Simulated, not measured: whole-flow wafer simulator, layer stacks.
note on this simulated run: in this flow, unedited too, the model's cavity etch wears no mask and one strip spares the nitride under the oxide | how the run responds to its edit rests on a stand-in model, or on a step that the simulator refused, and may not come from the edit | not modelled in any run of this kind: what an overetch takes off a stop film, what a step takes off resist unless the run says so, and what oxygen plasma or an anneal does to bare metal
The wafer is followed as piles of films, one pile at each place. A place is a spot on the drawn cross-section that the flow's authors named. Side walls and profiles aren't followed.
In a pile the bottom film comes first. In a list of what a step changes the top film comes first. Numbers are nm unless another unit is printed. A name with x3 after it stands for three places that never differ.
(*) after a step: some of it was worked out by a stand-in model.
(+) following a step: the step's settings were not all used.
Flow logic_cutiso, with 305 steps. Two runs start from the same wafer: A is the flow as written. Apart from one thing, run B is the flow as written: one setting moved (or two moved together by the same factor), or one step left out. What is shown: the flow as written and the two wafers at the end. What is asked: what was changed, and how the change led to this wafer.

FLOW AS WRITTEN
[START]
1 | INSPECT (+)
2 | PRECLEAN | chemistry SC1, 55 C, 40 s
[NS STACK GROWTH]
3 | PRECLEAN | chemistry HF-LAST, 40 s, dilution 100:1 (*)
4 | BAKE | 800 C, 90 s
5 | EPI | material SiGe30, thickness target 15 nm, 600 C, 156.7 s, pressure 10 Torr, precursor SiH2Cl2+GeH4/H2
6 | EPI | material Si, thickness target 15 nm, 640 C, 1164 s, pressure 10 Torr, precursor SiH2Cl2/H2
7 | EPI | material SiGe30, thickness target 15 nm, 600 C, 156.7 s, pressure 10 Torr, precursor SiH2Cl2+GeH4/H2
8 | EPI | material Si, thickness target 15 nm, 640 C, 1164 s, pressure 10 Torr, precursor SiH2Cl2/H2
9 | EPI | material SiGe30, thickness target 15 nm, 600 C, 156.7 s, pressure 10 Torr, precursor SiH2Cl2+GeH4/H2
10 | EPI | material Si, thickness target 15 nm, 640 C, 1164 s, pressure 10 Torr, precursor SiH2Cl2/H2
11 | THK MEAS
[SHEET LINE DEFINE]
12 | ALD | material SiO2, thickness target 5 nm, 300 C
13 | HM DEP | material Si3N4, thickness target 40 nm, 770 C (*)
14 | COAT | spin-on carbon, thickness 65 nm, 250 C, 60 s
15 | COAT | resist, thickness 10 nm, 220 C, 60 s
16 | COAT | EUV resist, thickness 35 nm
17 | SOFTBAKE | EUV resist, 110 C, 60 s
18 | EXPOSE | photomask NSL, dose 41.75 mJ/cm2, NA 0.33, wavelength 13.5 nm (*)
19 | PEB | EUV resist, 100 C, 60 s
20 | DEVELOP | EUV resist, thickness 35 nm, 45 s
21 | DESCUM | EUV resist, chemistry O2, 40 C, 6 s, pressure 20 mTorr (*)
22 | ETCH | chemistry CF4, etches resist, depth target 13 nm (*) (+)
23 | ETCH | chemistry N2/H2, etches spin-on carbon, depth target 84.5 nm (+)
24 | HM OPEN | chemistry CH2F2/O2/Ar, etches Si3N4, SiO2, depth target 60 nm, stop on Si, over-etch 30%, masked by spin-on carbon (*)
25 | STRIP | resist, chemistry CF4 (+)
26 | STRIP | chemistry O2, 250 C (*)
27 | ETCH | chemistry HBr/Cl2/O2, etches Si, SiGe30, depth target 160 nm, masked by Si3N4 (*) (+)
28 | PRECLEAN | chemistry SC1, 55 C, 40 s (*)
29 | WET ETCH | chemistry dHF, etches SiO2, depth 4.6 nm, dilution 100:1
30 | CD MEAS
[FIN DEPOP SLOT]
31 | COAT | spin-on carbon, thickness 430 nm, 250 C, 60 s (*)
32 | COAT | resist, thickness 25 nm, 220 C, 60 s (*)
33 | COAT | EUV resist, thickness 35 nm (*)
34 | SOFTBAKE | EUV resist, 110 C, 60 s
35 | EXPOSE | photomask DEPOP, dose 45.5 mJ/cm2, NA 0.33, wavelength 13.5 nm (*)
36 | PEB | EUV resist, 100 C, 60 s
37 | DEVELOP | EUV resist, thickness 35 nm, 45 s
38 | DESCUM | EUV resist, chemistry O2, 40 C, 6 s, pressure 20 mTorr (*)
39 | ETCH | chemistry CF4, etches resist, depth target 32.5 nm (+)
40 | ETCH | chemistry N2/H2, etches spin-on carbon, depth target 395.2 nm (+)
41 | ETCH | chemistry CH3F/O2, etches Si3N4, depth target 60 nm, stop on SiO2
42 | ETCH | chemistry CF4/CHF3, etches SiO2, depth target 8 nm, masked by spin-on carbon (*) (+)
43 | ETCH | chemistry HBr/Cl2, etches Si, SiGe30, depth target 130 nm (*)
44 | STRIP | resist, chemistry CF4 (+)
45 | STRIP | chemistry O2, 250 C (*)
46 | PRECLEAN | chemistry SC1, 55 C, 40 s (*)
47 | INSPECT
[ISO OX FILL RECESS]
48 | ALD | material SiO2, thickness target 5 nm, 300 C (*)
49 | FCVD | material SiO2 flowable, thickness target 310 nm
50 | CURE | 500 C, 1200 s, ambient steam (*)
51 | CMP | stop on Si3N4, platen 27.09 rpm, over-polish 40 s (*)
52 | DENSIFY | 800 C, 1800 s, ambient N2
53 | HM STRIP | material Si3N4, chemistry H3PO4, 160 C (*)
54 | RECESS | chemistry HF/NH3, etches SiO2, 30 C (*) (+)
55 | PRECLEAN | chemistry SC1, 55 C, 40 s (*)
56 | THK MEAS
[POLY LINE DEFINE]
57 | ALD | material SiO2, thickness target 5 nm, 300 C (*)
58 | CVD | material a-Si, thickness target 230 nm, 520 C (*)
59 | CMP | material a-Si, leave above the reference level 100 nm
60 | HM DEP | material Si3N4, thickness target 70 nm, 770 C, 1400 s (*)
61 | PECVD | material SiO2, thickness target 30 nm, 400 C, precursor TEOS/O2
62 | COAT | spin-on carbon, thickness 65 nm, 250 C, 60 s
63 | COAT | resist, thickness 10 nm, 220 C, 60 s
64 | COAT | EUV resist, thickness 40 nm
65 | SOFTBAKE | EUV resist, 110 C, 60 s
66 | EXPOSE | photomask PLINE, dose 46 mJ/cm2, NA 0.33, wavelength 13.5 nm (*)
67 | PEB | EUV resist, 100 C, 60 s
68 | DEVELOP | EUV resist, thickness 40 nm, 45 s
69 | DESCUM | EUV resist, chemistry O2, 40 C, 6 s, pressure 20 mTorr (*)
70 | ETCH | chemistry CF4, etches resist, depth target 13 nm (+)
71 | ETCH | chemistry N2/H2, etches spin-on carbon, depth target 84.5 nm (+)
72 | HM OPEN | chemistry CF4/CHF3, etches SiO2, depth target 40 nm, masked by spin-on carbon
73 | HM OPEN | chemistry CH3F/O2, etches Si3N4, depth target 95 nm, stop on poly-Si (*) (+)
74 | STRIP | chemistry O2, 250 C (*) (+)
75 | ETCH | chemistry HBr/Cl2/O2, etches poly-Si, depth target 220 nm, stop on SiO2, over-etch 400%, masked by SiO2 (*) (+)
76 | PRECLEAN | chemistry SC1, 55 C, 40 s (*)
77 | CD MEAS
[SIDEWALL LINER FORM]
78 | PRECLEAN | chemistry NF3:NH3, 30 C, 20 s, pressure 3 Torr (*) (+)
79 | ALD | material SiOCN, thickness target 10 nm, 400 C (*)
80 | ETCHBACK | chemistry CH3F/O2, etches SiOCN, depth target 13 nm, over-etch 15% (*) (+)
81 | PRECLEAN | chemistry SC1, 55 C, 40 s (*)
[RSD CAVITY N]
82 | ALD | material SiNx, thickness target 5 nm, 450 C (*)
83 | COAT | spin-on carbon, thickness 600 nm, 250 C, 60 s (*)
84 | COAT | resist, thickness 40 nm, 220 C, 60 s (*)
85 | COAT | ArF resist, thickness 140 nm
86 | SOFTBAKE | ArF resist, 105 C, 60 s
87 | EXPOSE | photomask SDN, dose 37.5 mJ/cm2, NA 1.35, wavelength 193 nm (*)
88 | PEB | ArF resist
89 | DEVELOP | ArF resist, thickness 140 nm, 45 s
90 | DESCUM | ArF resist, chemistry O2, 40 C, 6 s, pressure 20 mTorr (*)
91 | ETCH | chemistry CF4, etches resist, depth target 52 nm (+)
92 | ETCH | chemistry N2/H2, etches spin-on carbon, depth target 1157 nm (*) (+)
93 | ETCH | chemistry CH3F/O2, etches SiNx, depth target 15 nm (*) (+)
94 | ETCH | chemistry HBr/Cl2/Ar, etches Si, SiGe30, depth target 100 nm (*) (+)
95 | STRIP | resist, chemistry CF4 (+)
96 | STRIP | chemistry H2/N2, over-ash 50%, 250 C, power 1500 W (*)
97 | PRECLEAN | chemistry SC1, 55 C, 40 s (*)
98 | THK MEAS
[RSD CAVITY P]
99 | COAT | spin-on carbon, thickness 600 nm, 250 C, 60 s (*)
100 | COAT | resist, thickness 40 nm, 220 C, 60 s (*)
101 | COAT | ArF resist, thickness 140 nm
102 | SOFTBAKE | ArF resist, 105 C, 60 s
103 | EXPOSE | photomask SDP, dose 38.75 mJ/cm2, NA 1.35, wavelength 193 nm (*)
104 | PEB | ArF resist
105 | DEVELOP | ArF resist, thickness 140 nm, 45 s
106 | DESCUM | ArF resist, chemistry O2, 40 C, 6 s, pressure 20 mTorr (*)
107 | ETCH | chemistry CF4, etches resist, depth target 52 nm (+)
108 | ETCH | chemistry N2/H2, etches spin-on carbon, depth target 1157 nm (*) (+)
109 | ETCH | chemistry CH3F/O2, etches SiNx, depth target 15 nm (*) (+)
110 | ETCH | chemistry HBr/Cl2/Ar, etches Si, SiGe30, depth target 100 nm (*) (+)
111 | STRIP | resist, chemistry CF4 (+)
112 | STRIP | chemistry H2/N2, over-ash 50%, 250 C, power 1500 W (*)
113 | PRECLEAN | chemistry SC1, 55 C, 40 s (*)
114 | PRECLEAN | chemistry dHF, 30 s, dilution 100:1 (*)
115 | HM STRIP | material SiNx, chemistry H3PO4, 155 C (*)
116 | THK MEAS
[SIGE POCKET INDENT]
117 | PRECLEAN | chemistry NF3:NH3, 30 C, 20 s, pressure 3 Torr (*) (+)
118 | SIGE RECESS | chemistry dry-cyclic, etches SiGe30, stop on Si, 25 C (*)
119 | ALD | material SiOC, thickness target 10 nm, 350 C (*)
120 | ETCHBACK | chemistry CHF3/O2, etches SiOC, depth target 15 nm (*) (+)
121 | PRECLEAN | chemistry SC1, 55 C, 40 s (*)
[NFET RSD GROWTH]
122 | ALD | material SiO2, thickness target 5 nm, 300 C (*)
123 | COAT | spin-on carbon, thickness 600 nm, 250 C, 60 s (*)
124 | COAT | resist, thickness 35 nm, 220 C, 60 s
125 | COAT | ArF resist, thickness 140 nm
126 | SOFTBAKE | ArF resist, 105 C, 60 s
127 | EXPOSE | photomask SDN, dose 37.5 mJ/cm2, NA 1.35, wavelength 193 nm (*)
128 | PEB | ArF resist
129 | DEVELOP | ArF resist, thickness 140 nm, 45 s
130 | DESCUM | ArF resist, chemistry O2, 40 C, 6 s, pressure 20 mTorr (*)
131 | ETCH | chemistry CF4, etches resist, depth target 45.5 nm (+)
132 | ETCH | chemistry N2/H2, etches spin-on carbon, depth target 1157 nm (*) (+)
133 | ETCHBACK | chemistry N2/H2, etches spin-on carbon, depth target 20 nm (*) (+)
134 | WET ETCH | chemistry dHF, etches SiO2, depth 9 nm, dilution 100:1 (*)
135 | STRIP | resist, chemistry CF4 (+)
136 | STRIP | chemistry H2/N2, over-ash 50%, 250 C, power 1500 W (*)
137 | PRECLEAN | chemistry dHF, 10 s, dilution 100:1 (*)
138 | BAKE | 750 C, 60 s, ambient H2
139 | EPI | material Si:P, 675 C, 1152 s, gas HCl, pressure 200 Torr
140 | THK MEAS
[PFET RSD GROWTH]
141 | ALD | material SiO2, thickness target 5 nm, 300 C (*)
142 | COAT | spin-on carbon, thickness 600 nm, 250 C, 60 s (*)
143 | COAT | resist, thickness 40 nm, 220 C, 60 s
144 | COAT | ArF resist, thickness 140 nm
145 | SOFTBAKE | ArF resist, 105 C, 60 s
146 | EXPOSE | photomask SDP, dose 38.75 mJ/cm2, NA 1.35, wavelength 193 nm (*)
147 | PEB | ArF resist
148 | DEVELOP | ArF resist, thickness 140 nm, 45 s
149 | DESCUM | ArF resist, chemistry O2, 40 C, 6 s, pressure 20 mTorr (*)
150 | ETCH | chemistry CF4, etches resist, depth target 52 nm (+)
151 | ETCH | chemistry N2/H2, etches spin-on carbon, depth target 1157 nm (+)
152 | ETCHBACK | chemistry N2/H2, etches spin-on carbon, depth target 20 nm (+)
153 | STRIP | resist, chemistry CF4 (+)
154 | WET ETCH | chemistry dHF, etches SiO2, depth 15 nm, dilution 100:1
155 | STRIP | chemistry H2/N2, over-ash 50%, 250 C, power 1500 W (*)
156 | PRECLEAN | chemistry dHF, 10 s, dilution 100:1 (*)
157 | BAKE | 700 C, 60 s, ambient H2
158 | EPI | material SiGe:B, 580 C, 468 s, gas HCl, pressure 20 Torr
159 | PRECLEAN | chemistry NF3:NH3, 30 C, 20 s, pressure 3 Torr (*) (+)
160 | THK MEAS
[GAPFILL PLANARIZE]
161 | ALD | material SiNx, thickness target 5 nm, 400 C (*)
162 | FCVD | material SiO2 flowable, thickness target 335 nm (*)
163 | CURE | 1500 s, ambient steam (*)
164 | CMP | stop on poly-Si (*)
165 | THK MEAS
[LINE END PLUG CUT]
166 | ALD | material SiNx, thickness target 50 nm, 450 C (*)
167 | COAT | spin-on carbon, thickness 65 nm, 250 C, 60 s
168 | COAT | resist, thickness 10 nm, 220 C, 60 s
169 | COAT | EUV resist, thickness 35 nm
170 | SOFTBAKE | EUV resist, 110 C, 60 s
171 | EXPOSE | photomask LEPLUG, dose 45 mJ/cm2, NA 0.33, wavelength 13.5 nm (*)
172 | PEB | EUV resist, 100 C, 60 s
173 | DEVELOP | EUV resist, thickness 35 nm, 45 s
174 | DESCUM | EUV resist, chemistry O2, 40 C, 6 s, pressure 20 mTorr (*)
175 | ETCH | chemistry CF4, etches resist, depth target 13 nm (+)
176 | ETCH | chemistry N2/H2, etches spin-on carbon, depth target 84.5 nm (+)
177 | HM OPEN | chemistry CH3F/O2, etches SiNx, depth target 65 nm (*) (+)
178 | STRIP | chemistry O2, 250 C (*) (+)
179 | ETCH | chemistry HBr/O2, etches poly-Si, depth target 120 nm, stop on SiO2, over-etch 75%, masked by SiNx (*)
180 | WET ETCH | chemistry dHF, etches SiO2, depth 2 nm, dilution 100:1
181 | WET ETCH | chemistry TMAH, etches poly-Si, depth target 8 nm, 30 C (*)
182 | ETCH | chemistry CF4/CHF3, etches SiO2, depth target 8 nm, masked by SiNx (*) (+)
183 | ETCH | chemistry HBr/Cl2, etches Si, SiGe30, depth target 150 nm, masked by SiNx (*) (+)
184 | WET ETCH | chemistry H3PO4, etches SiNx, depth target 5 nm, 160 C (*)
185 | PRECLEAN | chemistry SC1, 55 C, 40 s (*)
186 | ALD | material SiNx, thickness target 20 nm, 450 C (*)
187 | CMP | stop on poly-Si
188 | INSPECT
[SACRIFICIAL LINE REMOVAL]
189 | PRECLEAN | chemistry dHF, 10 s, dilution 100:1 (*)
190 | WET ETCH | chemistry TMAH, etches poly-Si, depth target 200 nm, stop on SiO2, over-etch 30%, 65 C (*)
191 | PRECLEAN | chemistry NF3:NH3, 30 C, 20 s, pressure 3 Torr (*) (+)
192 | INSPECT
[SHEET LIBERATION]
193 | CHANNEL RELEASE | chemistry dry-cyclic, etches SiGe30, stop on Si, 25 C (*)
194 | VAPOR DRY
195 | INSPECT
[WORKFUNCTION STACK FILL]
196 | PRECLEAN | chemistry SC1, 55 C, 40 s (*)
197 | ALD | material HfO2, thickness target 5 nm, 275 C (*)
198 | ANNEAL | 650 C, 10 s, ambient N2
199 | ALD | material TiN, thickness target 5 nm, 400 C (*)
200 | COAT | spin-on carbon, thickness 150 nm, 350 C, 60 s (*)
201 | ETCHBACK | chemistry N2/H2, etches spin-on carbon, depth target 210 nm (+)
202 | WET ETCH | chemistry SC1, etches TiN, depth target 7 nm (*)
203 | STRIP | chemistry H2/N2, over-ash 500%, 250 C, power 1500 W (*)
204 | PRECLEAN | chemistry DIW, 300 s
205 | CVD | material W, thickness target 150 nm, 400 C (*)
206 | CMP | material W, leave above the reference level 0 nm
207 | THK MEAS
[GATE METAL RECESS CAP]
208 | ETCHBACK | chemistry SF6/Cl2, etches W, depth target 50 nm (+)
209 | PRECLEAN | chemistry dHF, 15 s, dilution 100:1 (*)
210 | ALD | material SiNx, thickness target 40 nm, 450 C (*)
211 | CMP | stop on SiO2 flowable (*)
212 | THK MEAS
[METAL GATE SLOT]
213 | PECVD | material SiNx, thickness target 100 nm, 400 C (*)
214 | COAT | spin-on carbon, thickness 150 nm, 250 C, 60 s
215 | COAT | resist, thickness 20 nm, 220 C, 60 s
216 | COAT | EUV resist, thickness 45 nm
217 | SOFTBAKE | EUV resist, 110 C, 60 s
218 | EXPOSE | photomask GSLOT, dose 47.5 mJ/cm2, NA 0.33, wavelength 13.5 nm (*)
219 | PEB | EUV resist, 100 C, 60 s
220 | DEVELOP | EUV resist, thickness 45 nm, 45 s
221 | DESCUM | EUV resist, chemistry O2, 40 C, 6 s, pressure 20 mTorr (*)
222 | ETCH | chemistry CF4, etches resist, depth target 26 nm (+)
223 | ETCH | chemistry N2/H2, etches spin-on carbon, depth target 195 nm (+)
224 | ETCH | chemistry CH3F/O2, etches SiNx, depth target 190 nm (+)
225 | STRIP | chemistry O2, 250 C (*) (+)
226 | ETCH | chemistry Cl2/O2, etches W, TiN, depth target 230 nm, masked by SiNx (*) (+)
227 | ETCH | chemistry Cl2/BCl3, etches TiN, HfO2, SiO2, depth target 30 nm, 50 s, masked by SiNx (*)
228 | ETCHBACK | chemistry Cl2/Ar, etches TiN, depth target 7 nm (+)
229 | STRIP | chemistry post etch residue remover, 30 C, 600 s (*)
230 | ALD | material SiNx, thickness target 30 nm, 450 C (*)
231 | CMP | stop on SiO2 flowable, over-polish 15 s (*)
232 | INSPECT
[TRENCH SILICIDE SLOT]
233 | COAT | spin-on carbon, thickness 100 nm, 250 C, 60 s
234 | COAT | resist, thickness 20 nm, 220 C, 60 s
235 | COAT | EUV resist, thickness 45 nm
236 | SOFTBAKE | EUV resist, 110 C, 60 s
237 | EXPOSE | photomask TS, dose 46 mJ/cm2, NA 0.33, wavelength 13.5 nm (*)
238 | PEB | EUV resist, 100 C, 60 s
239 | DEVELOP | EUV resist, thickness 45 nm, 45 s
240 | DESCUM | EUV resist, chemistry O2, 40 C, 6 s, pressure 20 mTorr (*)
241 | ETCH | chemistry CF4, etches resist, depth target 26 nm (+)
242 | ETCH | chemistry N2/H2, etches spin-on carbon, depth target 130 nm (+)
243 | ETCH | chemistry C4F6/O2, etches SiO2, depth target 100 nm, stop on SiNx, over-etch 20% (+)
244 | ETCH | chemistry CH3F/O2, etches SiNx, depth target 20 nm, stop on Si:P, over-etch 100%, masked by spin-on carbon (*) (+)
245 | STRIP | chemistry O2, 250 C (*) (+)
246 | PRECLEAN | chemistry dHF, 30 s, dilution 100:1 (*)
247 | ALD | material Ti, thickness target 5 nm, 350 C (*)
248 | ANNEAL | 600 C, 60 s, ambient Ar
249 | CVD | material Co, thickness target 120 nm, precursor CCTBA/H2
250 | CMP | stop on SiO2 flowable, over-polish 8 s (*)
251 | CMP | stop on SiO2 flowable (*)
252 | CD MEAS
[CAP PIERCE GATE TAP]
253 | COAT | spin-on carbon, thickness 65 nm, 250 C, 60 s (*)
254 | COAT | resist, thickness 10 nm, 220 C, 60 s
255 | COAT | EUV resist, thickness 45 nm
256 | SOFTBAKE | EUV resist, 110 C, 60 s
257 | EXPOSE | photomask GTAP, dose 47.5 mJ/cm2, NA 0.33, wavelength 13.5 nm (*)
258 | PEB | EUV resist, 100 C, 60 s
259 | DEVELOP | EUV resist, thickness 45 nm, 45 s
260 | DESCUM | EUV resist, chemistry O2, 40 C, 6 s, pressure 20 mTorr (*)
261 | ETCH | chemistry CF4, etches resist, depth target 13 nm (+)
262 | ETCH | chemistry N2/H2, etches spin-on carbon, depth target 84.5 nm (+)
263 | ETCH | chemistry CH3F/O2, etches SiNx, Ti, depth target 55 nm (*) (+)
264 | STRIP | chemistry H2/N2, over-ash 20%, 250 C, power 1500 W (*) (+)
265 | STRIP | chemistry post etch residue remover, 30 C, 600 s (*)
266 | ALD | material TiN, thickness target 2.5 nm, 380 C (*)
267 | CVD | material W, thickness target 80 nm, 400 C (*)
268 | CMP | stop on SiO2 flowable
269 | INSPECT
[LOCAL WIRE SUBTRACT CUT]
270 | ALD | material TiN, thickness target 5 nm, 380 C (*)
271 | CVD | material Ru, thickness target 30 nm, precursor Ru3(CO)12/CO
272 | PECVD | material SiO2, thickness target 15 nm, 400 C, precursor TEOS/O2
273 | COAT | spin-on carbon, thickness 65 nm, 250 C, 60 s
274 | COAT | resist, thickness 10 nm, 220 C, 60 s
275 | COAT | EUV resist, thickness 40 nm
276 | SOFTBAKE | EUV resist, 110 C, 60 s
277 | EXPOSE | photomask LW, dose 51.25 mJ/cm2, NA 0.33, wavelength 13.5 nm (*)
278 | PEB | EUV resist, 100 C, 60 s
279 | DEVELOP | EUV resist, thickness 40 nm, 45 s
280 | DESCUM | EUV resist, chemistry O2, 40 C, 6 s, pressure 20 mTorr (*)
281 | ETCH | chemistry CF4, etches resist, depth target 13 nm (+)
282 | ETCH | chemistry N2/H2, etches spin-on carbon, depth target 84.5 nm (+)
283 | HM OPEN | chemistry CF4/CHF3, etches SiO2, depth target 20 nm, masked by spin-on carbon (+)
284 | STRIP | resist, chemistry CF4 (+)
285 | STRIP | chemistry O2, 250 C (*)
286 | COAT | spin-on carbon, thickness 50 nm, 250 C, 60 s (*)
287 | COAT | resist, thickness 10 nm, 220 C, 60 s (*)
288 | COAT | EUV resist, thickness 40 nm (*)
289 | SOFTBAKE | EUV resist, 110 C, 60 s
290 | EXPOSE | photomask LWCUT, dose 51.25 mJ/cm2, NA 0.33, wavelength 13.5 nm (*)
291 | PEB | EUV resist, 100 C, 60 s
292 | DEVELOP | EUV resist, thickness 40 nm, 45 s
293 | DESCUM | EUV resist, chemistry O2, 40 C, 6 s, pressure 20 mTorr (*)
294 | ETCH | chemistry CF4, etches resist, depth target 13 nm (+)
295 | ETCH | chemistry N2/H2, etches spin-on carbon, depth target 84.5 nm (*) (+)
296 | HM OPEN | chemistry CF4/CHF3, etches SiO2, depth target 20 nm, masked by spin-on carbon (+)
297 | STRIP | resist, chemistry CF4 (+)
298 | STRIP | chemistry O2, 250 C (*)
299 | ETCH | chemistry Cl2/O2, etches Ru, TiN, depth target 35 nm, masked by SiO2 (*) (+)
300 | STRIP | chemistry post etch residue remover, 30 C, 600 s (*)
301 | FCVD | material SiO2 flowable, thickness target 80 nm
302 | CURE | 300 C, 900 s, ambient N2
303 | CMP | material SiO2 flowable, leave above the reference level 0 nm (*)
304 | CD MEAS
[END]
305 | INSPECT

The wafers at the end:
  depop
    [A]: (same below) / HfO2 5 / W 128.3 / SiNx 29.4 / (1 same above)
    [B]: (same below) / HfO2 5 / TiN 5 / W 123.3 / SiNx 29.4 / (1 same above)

Cause: step 201, ETCHBACK: depth target 157.5 nm was run, while the flow as written has depth target 210 nm.

The path from the change to this, step by step:
  201 | ETCHBACK | chemistry N2/H2, etches spin-on carbon, depth target 210 nm (+)
      depop: A spin-on carbon loses 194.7 (all of it) | B spin-on carbon loses 157.5
      dpovl: A spin-on carbon loses 194.8 (all of it) | B spin-on carbon loses 157.5
      (also at 9 further places)
  202 | WET ETCH | chemistry SC1, etches TiN, depth target 7 nm (*)
      depop, dpovl, isow, nsgap: A TiN loses 5 (all of it) | B spin-on carbon loses 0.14
  203 | STRIP | chemistry H2/N2, over-ash 500%, 250 C, power 1500 W (*)
      depop, dpovl: A nothing | B spin-on carbon loses 37.1 (all of it)
      isow: A nothing | B spin-on carbon loses 37.8 (all of it)
      (also at 8 further places)
